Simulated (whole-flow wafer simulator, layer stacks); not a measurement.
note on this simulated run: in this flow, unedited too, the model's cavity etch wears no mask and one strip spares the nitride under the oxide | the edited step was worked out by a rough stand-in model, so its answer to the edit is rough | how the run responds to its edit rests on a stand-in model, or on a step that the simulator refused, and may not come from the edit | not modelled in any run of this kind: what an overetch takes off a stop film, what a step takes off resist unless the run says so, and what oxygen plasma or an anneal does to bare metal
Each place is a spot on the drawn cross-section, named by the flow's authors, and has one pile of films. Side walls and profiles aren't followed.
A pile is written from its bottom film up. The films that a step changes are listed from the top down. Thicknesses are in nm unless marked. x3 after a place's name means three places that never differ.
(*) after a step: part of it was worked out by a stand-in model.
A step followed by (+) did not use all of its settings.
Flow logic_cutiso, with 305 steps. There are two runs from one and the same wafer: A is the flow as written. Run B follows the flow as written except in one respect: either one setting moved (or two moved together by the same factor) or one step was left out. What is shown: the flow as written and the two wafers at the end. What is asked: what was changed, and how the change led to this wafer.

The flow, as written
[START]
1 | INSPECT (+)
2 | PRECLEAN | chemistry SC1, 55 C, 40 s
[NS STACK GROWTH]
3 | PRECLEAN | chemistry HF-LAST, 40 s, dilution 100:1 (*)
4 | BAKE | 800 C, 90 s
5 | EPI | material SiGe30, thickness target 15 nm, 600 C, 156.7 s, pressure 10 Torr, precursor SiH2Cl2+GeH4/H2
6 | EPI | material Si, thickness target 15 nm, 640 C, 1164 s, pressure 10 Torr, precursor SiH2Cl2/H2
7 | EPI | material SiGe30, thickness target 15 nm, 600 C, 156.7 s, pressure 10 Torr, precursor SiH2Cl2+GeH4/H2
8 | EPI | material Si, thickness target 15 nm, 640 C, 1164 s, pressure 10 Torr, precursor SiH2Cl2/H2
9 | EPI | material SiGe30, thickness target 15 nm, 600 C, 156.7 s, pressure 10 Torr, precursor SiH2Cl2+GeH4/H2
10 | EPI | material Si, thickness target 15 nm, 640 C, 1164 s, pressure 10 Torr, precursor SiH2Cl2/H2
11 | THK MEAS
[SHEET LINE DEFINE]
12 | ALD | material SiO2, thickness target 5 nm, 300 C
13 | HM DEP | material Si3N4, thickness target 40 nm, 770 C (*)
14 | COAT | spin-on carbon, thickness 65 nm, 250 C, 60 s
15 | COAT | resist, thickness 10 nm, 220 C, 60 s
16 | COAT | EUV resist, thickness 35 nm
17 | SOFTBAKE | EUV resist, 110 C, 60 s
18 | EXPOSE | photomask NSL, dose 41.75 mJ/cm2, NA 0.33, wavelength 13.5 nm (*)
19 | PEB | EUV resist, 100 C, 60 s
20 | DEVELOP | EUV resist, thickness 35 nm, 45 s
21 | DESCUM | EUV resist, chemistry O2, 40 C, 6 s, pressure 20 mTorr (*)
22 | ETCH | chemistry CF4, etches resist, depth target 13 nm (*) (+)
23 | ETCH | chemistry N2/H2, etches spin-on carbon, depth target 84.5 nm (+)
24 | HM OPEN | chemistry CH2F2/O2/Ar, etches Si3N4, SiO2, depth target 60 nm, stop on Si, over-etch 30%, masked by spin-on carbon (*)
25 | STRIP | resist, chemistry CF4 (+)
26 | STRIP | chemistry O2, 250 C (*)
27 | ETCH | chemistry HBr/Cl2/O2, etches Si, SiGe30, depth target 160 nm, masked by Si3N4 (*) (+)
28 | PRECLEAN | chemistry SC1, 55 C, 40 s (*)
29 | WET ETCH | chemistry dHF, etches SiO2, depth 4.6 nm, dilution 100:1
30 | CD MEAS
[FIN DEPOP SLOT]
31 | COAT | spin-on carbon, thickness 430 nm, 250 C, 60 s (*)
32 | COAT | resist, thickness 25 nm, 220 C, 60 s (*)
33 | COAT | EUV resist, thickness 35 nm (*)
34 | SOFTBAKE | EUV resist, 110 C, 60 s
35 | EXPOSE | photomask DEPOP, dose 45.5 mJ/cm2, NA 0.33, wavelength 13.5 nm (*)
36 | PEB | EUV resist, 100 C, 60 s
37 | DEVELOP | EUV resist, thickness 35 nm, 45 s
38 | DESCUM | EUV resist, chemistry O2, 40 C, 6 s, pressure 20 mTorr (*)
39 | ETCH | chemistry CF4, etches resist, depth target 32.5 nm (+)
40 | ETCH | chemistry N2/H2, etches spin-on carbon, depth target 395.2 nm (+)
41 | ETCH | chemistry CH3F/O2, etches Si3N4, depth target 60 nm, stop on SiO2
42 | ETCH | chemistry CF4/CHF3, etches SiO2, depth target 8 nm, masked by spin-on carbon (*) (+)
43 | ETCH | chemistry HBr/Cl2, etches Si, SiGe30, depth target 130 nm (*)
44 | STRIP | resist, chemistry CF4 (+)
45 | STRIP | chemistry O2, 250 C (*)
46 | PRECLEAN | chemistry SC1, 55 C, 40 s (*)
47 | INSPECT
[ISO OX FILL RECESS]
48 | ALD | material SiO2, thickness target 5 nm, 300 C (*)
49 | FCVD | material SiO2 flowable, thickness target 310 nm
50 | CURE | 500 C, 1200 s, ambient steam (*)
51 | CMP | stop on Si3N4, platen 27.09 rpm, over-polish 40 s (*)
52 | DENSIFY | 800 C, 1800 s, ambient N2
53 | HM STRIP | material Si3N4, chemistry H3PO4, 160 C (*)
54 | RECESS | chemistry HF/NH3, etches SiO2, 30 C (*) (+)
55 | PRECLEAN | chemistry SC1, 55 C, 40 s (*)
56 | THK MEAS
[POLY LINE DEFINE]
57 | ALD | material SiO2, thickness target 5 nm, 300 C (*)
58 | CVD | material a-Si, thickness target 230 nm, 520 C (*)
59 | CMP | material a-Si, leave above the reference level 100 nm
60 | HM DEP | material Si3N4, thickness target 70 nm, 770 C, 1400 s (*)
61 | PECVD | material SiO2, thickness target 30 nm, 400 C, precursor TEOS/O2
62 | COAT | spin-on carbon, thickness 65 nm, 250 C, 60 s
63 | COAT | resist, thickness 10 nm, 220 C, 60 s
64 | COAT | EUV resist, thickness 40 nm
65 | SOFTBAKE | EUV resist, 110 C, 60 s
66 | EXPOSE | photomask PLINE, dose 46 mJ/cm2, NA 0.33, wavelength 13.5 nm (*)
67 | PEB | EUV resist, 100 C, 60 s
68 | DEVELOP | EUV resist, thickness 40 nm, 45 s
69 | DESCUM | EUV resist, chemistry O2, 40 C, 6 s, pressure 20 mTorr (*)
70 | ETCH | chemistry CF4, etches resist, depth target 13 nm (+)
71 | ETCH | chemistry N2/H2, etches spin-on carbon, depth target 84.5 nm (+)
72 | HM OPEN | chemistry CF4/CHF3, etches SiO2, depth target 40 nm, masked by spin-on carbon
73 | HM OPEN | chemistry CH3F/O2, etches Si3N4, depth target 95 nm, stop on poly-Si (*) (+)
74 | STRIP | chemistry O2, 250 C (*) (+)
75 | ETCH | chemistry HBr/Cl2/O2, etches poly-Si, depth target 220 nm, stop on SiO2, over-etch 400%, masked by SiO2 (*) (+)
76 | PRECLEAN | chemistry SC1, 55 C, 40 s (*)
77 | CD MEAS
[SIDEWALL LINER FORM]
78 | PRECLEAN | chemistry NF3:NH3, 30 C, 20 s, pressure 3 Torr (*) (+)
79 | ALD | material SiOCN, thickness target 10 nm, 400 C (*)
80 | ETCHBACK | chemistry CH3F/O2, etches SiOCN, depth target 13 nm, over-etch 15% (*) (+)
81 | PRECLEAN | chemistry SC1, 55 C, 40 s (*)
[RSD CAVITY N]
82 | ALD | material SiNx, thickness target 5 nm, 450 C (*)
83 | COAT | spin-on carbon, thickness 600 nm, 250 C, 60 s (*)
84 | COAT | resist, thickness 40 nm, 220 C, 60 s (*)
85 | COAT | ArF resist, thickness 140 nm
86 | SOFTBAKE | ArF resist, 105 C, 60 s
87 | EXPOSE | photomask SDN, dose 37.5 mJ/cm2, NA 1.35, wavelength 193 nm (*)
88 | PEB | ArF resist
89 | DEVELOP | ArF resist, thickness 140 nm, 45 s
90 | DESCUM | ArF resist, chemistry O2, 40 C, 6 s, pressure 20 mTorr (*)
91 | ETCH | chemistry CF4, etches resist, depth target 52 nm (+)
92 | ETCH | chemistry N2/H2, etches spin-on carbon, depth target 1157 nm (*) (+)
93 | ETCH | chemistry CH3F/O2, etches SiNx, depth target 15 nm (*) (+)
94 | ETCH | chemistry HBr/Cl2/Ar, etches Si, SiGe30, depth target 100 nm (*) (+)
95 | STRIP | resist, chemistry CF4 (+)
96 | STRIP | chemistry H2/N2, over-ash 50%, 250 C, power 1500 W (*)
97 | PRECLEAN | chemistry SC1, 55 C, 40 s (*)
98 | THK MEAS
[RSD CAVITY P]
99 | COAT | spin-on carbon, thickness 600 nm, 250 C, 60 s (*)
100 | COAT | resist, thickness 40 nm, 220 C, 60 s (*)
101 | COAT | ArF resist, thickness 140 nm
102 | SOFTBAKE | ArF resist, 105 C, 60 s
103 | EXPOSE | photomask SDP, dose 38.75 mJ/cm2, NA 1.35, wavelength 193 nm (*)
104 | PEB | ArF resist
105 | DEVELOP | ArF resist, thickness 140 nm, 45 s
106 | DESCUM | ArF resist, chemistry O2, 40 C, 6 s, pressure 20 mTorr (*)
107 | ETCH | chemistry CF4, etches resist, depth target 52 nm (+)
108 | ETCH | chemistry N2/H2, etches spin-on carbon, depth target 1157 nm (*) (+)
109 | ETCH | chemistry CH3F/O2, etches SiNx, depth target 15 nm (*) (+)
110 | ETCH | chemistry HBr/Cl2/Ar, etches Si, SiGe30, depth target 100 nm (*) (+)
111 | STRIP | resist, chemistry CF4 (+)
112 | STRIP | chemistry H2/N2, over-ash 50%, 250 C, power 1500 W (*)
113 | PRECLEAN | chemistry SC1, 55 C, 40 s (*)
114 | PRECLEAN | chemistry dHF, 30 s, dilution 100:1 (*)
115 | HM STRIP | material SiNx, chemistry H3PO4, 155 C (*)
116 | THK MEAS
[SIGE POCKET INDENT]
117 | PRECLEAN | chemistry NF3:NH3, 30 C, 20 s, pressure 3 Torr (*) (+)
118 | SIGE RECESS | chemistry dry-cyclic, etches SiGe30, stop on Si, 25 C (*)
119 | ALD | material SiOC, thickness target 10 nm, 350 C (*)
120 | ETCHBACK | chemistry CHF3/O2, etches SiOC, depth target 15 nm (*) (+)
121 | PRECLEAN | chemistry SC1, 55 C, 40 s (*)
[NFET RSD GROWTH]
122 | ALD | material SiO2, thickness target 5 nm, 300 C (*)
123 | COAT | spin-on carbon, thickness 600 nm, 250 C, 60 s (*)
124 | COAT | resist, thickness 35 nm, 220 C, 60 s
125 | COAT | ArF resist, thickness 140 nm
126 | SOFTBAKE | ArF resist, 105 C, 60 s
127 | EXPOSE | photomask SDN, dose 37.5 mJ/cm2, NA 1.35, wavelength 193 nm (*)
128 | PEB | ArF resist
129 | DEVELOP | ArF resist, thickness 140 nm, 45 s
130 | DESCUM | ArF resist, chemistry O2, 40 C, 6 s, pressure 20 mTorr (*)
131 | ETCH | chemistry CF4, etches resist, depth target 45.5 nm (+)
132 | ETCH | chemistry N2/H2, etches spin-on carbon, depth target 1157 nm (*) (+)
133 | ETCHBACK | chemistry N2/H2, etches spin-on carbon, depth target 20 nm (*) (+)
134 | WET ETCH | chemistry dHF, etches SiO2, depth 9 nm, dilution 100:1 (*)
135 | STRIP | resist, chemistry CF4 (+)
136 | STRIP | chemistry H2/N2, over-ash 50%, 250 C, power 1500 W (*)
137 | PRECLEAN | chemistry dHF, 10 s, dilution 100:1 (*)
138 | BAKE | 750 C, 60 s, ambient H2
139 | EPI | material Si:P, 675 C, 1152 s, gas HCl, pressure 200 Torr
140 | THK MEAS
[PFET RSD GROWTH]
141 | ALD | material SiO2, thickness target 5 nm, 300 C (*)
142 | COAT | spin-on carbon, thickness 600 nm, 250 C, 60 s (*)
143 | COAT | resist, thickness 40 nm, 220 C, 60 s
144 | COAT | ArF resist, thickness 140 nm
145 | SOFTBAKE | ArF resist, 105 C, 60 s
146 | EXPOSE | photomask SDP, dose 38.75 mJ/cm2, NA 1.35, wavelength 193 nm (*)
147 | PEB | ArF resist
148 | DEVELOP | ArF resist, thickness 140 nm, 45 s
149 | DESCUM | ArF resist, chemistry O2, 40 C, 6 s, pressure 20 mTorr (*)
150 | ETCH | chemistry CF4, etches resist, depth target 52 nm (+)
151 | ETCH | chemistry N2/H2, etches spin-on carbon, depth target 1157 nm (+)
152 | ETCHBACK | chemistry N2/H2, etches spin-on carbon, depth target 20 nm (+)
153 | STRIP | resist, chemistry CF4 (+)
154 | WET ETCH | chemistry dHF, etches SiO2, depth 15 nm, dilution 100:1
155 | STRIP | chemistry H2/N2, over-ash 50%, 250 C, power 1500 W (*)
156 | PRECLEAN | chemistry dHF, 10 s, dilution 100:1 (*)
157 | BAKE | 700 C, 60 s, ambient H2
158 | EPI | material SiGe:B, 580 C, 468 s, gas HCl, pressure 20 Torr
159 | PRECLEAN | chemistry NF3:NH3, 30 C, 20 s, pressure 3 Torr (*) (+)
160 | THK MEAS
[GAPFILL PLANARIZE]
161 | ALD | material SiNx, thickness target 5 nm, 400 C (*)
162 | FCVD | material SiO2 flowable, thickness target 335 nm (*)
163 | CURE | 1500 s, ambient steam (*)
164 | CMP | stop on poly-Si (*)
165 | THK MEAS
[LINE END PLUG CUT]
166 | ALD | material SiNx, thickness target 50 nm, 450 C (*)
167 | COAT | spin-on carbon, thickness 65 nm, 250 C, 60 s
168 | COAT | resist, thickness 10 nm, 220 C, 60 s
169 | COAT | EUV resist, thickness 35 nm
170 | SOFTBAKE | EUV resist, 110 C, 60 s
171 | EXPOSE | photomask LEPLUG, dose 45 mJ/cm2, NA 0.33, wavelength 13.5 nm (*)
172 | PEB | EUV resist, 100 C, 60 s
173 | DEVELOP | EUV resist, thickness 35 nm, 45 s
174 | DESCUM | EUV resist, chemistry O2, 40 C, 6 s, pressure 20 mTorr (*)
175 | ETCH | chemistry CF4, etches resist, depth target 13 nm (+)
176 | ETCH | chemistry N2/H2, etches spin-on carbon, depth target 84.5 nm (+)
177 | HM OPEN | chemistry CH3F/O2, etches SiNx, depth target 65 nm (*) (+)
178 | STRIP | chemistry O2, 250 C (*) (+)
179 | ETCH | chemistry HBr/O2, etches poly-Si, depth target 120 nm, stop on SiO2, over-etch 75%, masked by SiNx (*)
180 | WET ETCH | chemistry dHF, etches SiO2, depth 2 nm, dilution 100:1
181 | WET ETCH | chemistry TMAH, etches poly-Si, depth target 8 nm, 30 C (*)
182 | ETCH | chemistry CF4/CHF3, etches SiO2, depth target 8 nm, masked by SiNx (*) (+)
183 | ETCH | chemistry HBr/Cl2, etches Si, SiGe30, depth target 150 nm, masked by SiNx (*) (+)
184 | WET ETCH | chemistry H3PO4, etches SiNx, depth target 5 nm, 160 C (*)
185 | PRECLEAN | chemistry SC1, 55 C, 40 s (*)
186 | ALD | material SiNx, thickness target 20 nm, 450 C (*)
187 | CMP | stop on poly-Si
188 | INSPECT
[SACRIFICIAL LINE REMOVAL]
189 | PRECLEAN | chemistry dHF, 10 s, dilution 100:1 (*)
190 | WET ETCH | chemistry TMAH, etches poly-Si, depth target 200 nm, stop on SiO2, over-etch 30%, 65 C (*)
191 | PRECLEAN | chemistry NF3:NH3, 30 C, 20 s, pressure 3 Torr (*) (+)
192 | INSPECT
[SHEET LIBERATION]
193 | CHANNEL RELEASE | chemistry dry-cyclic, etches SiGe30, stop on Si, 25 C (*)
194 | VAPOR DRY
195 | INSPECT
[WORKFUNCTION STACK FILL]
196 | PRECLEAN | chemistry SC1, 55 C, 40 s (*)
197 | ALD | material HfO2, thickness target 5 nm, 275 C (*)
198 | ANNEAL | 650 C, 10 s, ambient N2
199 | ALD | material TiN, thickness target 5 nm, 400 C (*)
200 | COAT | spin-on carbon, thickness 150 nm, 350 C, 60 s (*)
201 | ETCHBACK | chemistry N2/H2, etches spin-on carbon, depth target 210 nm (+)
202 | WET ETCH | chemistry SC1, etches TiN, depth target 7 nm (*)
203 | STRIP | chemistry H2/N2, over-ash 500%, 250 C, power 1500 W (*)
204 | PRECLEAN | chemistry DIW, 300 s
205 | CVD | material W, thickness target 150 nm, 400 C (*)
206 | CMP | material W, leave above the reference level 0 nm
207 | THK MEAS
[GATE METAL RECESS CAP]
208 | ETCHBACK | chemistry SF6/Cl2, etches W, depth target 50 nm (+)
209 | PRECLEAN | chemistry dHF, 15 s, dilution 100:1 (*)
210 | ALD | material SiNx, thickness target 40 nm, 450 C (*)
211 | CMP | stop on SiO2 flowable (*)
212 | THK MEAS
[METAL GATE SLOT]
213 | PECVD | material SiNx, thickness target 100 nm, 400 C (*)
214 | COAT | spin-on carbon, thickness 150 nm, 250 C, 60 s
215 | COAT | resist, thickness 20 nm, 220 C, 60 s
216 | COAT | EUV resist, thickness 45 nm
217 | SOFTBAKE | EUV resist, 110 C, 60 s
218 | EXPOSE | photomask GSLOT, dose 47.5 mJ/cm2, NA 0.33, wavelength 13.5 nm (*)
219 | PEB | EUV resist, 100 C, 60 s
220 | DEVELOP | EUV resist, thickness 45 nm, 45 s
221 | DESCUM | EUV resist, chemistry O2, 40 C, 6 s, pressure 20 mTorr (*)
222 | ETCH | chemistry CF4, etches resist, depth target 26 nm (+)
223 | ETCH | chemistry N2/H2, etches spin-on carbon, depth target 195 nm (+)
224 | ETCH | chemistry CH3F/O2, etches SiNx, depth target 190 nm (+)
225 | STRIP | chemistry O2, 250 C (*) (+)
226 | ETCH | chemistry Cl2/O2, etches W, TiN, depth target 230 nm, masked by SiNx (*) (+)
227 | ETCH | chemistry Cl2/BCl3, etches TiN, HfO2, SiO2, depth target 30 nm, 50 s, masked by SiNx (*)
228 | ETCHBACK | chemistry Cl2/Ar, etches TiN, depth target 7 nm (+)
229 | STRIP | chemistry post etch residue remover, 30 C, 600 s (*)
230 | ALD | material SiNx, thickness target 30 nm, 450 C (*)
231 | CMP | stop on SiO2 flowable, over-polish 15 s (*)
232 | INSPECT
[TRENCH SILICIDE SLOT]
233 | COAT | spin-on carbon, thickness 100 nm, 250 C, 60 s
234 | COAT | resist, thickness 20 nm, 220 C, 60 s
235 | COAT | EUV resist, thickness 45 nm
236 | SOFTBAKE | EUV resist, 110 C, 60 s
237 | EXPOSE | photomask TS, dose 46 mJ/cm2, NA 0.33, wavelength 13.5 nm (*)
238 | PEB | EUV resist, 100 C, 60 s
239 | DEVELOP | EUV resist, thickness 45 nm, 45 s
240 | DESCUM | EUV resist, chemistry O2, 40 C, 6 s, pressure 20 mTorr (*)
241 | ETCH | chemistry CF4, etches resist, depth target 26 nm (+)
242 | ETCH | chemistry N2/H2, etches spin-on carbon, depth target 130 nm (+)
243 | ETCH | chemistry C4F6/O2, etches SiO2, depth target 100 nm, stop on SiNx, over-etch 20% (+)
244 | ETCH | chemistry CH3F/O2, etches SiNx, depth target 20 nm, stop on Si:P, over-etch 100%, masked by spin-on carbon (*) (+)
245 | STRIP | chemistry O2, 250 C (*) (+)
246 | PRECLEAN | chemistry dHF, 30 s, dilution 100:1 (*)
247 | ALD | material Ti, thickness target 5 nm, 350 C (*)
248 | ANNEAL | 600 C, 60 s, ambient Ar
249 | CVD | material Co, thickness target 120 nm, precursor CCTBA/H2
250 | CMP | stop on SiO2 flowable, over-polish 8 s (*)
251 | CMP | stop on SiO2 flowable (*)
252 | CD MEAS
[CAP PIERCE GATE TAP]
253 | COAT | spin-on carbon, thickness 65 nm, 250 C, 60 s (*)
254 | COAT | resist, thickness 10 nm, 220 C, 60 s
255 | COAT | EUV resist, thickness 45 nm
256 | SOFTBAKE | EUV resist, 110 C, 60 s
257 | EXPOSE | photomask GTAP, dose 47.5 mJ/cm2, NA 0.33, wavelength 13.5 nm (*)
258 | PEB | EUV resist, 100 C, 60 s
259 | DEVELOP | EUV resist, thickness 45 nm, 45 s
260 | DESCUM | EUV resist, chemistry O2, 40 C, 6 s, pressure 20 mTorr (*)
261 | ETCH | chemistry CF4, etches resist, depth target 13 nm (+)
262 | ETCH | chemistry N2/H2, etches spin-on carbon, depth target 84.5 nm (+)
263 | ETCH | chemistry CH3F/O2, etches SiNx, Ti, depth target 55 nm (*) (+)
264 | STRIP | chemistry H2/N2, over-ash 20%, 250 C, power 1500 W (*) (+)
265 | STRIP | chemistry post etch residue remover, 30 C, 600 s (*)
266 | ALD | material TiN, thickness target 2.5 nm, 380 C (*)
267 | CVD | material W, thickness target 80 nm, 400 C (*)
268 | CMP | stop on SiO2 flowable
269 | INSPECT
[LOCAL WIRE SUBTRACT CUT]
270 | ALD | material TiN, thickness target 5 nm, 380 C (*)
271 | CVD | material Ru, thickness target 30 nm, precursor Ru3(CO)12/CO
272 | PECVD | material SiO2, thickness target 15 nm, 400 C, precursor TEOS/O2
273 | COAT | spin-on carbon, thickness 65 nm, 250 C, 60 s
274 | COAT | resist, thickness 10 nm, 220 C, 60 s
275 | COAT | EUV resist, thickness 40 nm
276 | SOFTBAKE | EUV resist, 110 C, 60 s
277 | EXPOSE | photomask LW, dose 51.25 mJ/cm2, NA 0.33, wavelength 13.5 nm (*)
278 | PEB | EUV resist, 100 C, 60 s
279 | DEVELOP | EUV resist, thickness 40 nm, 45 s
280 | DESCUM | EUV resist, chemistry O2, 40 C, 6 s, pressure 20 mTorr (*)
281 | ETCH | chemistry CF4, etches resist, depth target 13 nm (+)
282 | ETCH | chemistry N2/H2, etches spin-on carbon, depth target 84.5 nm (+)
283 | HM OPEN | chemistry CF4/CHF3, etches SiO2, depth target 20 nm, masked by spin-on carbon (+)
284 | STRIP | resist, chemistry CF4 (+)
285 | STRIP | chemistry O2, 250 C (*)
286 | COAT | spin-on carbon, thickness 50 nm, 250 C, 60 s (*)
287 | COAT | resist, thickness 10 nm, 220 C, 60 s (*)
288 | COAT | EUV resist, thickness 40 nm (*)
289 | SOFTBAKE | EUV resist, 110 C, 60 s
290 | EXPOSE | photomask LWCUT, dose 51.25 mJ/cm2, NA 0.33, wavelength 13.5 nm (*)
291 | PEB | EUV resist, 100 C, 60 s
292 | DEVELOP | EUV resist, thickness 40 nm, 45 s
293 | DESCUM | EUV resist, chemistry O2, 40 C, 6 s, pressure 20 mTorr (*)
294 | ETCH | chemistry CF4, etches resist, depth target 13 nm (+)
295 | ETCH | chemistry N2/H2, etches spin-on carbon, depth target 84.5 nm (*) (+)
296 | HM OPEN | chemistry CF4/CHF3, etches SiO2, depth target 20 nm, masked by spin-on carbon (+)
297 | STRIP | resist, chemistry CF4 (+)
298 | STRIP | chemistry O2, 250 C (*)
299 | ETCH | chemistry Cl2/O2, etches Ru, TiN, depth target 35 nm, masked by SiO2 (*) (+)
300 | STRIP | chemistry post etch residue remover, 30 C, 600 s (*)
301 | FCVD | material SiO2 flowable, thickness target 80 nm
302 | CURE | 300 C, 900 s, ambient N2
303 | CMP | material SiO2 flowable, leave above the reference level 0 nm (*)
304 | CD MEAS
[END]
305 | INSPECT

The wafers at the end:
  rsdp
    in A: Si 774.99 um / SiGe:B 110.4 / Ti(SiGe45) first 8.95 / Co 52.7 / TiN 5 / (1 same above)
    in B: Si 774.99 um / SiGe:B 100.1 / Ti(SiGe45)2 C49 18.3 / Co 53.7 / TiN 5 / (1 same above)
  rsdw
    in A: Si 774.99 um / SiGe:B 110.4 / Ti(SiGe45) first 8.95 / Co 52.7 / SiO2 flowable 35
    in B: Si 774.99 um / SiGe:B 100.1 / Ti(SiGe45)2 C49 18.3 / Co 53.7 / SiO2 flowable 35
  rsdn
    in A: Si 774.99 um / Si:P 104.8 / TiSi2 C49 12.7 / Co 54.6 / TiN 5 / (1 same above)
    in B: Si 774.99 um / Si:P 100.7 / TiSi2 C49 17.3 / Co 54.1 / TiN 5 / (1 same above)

What caused this: step 247, ALD: thickness target 6.8 nm was run, though the flow has thickness target 5 nm.

How this came from the change, step by step:
  247 | ALD | material Ti, thickness target 5 nm, 350 C (*)
      depop, dpovl, gfld and 19 more: A +5 Ti (new film) | B +6.8 Ti (new film)
  248 | ANNEAL | 600 C, 60 s, ambient Ar
      rsdp, rsdw: A +8.95 Ti(SiGe45) first (new film), -5 Ti (all of it), -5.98 SiGe:B | B +18.3 Ti(SiGe45)2 C49 (new film), -6.8 Ti (all of it), -16.3 SiGe:B
      rsdn: A +12.7 TiSi2 C49 (new film), -5 Ti (all of it), -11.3 Si:P | B +17.3 TiSi2 C49 (new film), -6.8 Ti (all of it), -15.4 Si:P
  250 | CMP | stop on SiO2 flowable, over-polish 8 s (*)
      iso: A -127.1 Co | B -128.3 Co (all of it), -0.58 Ti
      rsdx: A -127.9 Co (all of it) | B -127.9 Co (all of it), -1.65 Ti
      (as well as at 17 more places)
  251 | CMP | stop on SiO2 flowable (*)
      iso: A -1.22 Co (all of it), -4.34 Ti | B -5.55 Ti
